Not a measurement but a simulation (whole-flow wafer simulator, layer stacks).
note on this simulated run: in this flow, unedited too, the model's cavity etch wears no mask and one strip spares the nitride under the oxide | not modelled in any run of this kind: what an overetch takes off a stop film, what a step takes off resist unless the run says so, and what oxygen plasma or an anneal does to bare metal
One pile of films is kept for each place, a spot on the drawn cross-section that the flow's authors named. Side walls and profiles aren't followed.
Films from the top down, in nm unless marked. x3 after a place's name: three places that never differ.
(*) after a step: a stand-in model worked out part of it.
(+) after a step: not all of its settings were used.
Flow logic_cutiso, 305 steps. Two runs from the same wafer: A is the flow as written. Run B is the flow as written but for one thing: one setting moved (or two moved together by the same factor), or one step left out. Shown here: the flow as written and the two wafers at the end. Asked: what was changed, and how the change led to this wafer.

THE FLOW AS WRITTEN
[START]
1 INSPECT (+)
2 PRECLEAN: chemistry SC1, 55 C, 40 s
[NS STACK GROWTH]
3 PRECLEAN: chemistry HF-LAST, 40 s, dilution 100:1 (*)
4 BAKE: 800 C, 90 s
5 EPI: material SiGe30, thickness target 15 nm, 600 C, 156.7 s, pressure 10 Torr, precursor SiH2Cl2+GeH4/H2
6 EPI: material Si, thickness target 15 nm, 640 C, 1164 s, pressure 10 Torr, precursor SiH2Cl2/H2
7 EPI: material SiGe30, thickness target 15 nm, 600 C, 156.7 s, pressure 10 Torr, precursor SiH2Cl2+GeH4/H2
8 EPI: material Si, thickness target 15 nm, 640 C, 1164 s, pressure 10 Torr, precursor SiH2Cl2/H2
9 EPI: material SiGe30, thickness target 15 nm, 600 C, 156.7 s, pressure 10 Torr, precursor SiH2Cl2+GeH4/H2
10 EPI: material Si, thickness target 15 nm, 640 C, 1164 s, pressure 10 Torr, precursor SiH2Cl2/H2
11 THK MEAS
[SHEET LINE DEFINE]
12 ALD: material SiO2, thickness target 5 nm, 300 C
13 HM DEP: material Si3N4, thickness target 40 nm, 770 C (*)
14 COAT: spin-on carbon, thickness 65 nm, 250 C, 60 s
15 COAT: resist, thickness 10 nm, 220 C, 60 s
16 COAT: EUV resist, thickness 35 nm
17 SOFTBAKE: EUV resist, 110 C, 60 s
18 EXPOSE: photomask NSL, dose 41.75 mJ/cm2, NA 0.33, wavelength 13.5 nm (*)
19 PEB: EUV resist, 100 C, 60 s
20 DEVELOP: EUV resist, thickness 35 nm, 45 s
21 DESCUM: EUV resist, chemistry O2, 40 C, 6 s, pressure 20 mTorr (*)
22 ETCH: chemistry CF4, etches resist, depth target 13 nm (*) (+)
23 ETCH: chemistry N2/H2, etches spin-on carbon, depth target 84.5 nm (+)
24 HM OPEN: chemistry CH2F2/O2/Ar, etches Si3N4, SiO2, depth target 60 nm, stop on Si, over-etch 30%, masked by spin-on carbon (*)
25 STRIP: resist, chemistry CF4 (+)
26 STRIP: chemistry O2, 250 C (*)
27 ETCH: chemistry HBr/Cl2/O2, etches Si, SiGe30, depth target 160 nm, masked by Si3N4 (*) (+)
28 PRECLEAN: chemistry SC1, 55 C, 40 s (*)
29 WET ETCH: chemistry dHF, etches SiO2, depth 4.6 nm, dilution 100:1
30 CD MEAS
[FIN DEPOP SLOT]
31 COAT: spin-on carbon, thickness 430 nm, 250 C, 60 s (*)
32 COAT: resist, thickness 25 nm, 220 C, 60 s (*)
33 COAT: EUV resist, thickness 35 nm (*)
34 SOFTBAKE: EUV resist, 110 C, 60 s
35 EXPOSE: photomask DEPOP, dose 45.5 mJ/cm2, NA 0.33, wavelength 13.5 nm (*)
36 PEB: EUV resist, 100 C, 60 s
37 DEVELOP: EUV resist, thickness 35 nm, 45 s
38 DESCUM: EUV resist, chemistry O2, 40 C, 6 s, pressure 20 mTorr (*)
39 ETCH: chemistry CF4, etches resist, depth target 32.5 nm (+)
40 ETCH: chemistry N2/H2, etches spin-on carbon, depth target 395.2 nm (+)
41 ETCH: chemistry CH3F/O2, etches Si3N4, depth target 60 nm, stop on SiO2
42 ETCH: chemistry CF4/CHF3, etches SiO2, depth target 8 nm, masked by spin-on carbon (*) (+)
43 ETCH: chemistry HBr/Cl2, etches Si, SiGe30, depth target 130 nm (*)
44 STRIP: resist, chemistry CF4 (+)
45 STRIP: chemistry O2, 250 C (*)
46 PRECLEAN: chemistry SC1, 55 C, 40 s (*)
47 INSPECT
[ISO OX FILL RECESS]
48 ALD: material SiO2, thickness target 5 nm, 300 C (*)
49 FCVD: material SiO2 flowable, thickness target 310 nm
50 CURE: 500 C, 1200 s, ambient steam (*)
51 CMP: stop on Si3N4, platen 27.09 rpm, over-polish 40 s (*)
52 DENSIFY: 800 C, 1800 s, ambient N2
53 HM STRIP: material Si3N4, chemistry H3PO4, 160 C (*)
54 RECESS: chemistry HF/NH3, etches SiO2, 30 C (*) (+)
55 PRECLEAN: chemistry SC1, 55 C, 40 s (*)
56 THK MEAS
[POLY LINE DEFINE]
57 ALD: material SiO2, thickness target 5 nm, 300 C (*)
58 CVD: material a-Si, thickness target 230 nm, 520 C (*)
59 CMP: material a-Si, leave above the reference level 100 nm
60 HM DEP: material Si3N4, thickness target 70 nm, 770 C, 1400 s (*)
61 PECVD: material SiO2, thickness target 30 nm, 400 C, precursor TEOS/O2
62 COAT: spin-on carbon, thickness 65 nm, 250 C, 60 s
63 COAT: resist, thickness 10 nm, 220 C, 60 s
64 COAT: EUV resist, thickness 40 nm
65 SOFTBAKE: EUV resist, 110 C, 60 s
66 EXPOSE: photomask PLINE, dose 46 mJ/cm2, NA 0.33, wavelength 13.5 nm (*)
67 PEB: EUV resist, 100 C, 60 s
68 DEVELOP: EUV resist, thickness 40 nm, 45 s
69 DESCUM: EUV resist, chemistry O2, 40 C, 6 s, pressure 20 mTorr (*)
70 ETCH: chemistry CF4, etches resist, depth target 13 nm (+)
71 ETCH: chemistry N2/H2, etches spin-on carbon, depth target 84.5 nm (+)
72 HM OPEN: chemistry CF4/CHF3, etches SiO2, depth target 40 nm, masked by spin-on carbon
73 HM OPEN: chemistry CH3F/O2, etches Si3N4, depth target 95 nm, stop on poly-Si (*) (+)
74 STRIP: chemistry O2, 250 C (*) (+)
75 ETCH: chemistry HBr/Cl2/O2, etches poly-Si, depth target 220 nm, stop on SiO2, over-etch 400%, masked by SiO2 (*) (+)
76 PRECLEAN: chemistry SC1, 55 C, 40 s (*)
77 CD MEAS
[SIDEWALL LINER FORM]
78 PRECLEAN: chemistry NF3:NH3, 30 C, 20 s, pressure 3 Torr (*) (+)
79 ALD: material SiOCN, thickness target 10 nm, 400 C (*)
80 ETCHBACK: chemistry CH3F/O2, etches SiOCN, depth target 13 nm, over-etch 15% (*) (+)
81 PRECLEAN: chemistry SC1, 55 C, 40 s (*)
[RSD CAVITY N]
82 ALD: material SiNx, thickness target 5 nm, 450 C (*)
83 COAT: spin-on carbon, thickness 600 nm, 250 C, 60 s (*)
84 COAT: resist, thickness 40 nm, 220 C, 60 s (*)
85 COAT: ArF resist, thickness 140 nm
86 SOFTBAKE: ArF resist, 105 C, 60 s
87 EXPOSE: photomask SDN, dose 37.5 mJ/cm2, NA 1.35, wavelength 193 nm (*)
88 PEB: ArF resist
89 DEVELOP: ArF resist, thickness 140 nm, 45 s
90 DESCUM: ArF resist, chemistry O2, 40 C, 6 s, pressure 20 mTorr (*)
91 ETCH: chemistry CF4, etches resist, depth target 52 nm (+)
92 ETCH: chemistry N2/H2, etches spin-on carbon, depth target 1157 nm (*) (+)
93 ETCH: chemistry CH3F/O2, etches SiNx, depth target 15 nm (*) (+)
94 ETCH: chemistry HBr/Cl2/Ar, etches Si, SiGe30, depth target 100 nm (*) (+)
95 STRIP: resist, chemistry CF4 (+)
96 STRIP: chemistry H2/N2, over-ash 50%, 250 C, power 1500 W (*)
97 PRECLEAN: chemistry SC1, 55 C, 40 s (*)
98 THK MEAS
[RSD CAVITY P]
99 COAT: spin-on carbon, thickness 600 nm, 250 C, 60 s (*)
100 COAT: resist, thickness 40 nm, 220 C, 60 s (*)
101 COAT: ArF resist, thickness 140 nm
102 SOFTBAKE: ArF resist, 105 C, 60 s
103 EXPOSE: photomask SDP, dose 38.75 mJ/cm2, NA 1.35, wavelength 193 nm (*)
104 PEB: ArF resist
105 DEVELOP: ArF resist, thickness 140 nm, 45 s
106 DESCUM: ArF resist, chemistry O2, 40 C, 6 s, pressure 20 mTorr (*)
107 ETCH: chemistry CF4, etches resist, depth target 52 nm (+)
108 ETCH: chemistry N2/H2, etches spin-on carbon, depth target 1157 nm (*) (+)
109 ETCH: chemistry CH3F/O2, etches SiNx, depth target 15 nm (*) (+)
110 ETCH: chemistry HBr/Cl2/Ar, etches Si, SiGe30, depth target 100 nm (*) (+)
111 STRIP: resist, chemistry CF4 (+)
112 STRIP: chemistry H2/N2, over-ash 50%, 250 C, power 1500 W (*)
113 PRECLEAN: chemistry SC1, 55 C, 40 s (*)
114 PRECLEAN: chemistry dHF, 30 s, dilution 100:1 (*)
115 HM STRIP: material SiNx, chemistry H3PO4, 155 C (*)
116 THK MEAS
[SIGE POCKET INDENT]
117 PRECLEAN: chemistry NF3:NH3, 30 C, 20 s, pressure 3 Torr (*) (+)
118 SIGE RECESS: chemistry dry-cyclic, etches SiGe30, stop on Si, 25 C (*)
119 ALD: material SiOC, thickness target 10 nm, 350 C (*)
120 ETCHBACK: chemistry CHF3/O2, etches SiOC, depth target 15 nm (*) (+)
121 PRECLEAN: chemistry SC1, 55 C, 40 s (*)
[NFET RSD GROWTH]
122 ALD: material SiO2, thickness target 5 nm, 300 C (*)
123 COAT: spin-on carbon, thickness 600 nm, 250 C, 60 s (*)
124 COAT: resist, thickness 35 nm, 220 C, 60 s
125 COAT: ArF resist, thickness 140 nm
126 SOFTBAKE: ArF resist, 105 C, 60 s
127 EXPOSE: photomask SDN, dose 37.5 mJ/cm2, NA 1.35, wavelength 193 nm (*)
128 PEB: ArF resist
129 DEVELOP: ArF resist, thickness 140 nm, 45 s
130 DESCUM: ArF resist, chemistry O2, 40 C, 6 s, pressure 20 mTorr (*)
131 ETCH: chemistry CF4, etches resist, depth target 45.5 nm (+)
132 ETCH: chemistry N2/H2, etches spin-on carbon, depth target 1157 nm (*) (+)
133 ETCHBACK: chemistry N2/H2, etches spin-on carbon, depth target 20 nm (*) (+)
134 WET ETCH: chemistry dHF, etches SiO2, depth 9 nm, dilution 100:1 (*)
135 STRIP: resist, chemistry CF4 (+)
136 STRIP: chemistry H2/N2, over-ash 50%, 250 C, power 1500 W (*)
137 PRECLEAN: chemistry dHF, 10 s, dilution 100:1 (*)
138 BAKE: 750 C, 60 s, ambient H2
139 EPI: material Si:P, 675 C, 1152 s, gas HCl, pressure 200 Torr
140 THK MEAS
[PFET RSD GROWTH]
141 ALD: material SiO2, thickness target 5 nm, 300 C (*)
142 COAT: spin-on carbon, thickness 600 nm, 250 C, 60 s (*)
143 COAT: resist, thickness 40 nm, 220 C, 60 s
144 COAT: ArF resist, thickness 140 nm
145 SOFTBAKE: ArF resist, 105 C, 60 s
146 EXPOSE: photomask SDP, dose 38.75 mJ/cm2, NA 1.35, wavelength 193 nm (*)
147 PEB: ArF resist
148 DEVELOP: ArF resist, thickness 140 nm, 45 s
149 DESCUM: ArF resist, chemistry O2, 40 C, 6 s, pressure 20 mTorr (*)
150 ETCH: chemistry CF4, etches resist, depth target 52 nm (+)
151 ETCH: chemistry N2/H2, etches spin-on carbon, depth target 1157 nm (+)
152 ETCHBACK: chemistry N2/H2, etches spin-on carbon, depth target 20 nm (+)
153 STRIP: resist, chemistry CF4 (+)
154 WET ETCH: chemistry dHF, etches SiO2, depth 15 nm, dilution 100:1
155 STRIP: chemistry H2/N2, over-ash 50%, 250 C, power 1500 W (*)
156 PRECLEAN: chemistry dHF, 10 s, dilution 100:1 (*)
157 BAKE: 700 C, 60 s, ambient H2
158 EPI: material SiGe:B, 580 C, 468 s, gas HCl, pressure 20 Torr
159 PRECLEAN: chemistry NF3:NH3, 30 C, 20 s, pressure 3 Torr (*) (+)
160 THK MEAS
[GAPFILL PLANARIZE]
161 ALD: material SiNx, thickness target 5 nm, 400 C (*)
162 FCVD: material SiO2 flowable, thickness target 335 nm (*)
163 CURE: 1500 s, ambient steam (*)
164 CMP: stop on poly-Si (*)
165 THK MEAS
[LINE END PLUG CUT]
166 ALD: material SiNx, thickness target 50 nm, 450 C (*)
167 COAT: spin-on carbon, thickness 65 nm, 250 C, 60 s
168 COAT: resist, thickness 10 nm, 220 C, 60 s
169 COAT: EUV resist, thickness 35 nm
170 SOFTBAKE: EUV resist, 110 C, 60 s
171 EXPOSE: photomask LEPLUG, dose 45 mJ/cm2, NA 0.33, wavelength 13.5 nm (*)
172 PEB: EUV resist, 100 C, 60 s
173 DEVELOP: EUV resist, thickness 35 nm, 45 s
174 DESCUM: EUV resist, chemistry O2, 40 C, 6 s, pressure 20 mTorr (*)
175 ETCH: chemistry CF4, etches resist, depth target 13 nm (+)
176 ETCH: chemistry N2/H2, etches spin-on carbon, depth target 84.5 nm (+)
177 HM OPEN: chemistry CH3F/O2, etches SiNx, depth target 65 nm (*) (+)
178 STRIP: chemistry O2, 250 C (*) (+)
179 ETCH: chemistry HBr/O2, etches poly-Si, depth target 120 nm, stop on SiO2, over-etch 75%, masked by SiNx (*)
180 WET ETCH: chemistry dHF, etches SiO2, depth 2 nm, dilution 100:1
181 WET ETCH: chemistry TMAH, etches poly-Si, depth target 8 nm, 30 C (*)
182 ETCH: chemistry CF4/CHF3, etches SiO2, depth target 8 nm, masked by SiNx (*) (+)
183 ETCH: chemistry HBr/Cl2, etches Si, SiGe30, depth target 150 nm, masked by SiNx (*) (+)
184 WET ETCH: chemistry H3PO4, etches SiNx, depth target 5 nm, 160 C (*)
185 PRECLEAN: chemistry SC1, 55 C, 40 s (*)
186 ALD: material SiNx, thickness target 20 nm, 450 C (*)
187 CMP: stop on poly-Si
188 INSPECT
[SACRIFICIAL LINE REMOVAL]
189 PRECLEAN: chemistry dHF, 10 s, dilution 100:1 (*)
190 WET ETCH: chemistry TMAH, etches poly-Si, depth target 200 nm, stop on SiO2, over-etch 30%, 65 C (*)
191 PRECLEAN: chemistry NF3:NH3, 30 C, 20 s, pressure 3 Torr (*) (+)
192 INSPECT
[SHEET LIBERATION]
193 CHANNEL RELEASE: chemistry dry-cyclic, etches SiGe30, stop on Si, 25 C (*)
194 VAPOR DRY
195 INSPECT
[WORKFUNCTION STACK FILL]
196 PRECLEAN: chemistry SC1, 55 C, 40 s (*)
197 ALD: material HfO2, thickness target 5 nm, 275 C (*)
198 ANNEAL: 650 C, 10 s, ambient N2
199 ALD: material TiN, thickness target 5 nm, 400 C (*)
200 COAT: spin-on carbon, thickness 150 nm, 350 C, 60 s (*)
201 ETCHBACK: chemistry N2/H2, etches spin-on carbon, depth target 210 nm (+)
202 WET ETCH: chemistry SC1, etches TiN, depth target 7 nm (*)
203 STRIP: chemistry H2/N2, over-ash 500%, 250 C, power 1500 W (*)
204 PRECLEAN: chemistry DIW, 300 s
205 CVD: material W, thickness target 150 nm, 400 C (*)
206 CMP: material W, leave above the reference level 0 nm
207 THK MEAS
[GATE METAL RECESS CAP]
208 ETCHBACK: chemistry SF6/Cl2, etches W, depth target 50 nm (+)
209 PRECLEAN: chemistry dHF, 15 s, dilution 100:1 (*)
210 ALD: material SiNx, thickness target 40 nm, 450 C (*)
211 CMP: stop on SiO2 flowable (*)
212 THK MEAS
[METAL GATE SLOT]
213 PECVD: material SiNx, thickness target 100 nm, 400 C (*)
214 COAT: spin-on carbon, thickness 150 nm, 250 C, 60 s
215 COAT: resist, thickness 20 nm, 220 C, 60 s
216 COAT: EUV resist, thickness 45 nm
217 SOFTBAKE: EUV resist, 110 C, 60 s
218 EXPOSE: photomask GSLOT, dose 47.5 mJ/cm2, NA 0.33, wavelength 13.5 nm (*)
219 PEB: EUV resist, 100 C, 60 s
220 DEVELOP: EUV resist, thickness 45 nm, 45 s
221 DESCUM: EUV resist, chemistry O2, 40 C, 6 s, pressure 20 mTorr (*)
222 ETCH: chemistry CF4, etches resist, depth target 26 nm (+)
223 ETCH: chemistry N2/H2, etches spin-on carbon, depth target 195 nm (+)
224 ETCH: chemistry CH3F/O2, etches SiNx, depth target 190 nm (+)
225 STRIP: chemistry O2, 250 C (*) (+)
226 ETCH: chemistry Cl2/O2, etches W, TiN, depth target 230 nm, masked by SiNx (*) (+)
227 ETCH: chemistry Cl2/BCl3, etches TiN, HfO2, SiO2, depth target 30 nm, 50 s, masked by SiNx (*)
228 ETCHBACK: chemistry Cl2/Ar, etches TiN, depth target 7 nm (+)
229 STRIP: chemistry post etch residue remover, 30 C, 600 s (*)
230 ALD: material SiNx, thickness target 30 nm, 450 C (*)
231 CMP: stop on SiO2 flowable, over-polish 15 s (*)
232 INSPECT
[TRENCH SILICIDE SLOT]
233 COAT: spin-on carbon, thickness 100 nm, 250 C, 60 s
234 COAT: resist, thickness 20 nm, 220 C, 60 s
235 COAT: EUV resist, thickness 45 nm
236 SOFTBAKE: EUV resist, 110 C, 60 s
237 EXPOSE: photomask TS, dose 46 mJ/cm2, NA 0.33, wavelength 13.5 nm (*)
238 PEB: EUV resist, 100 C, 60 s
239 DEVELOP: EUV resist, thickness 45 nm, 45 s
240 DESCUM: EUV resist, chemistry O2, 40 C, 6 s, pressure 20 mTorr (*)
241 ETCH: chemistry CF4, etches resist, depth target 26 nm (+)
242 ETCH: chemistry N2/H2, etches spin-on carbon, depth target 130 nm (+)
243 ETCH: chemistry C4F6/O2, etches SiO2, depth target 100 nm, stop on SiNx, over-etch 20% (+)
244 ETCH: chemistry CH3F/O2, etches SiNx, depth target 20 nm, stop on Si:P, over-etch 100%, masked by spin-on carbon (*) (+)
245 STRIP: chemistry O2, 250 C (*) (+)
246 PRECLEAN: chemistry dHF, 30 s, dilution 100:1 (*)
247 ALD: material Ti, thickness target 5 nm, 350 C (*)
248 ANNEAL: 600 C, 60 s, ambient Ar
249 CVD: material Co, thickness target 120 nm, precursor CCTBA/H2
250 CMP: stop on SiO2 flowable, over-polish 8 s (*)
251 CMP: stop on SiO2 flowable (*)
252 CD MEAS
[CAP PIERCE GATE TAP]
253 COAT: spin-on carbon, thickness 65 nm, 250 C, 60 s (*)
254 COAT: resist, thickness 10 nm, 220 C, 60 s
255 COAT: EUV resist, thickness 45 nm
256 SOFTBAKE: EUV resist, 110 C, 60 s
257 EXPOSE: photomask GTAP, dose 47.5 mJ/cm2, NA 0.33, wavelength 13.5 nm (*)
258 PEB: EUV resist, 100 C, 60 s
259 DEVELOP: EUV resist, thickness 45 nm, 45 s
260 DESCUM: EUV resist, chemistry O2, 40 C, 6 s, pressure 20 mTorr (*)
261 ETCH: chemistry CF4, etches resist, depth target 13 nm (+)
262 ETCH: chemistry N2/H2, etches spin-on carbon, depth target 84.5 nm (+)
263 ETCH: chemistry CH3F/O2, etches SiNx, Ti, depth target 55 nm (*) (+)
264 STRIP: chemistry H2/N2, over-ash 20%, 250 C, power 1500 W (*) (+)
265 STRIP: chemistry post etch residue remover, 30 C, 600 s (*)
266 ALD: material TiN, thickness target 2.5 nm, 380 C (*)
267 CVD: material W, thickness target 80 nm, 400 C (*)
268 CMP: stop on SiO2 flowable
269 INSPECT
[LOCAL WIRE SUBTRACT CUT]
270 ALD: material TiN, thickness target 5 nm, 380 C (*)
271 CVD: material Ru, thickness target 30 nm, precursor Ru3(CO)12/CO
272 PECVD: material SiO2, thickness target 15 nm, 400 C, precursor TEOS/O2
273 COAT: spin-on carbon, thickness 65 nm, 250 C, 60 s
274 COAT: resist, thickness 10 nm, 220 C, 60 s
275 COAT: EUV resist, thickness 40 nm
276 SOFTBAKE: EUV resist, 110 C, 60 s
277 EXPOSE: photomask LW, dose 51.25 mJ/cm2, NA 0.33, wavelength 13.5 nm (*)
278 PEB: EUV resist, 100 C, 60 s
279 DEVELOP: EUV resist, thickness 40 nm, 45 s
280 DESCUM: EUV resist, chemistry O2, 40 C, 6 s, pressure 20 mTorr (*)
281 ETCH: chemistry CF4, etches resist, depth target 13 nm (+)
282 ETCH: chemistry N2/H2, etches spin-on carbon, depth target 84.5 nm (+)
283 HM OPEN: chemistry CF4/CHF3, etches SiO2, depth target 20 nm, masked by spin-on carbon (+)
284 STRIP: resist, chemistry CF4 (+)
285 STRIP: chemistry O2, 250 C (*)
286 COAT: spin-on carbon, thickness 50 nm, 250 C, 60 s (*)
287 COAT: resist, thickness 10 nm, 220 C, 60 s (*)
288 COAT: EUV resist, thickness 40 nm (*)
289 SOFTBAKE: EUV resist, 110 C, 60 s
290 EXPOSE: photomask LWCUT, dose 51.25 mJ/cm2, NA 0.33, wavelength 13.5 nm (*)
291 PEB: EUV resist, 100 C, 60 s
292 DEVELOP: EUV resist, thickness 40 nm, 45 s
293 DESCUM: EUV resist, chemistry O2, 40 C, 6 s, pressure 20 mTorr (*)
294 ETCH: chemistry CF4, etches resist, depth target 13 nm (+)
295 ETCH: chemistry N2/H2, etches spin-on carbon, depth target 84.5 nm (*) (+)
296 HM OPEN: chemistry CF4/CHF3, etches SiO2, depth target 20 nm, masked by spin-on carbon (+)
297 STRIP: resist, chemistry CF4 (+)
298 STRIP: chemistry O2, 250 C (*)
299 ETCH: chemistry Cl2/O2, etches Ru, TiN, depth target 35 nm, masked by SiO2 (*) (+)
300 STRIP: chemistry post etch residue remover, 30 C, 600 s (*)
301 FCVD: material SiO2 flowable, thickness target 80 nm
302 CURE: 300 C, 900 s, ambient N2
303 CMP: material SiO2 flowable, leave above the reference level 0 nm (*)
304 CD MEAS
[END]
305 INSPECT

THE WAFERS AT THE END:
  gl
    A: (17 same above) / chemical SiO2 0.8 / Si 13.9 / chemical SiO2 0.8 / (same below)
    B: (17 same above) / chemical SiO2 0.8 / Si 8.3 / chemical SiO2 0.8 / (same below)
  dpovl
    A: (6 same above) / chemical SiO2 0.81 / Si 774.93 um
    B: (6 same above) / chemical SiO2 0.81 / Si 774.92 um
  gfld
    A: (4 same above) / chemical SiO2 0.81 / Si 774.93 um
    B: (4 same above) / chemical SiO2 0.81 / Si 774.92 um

The cause: step 6, EPI: 727.8 s was run, where the flow has 1164 s.

How the change led to this, step by step:
  6 EPI: material Si, thickness target 15 nm, 640 C, 1164 s, pressure 10 Torr, precursor SiH2Cl2/H2
      depop, dpovl, gfld and 19 more: A Si +15 (new film) | B Si +9.38 (new film)
  27 ETCH: chemistry HBr/Cl2/O2, etches Si, SiGe30, depth target 160 nm, masked by Si3N4 (*) (+)
      gfld, gxf, iso, lnri: A chemical SiO2 -0.79 (all of it), Si -11.4 (all of it), SiGe30 -15 (all of it), Si -15 (all of it), SiGe30 -15 (all of it), Si -15 (all of it), SiGe30 -15 (all of it), Si -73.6 | B chemical SiO2 -0.79 (all of it), Si -11.4 (all of it), SiGe30 -15 (all of it), Si -15 (all of it), SiGe30 -15 (all of it), Si -9.38 (all of it), SiGe30 -15 (all of it), Si -79.3
      dpovl, nsgap: A chemical SiO2 -0.79 (all of it), Si -11.8 (all of it), SiGe30 -15 (all of it), Si -15 (all of it), SiGe30 -15 (all of it), Si -15 (all of it), SiGe30 -15 (all of it), Si -73.2 | B chemical SiO2 -0.79 (all of it), Si -11.8 (all of it), SiGe30 -15 (all of it), Si -15 (all of it), SiGe30 -15 (all of it), Si -9.38 (all of it), SiGe30 -15 (all of it), Si -78.9
      (and at 1 more place)
  43 ETCH: chemistry HBr/Cl2, etches Si, SiGe30, depth target 130 nm (*)
      depop: A Si -14 (all of it), SiGe30 -15 (all of it), Si -15 (all of it), SiGe30 -15 (all of it), Si -15 (all of it), SiGe30 -15 (all of it), Si -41 | B Si -14 (all of it), SiGe30 -15 (all of it), Si -15 (all of it), SiGe30 -15 (all of it), Si -9.38 (all of it), SiGe30 -15 (all of it), Si -46.6
  94 ETCH: chemistry HBr/Cl2/Ar, etches Si, SiGe30, depth target 100 nm (*) (+)
      rsdn, rsdx: A chemical SiO2 -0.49 (all of it), Si -12.8 (all of it), SiGe30 -15 (all of it), Si -15 (all of it), SiGe30 -15 (all of it), Si -15 (all of it), SiGe30 -15 (all of it), Si -12.2 | B chemical SiO2 -0.49 (all of it), Si -12.8 (all of it), SiGe30 -15 (all of it), Si -15 (all of it), SiGe30 -15 (all of it), Si -9.38 (all of it), SiGe30 -15 (all of it), Si -17.8
  110 ETCH: chemistry HBr/Cl2/Ar, etches Si, SiGe30, depth target 100 nm (*) (+)
      rsdp, rsdw: A chemical SiO2 -0.49 (all of it), Si -12.8 (all of it), SiGe30 -15 (all of it), Si -15 (all of it), SiGe30 -15 (all of it), Si -15 (all of it), SiGe30 -15 (all of it), Si -12.2 | B chemical SiO2 -0.49 (all of it), Si -12.8 (all of it), SiGe30 -15 (all of it), Si -15 (all of it), SiGe30 -15 (all of it), Si -9.38 (all of it), SiGe30 -15 (all of it), Si -17.8
  183 ETCH: chemistry HBr/Cl2, etches Si, SiGe30, depth target 150 nm, masked by SiNx (*) (+)
      plug: A Si -13.6 (all of it), SiGe30 -15 (all of it), Si -15 (all of it), SiGe30 -15 (all of it), Si -15 (all of it), SiGe30 -15 (all of it), Si -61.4 | B Si -13.6 (all of it), SiGe30 -15 (all of it), Si -15 (all of it), SiGe30 -15 (all of it), Si -9.38 (all of it), SiGe30 -15 (all of it), Si -67.1
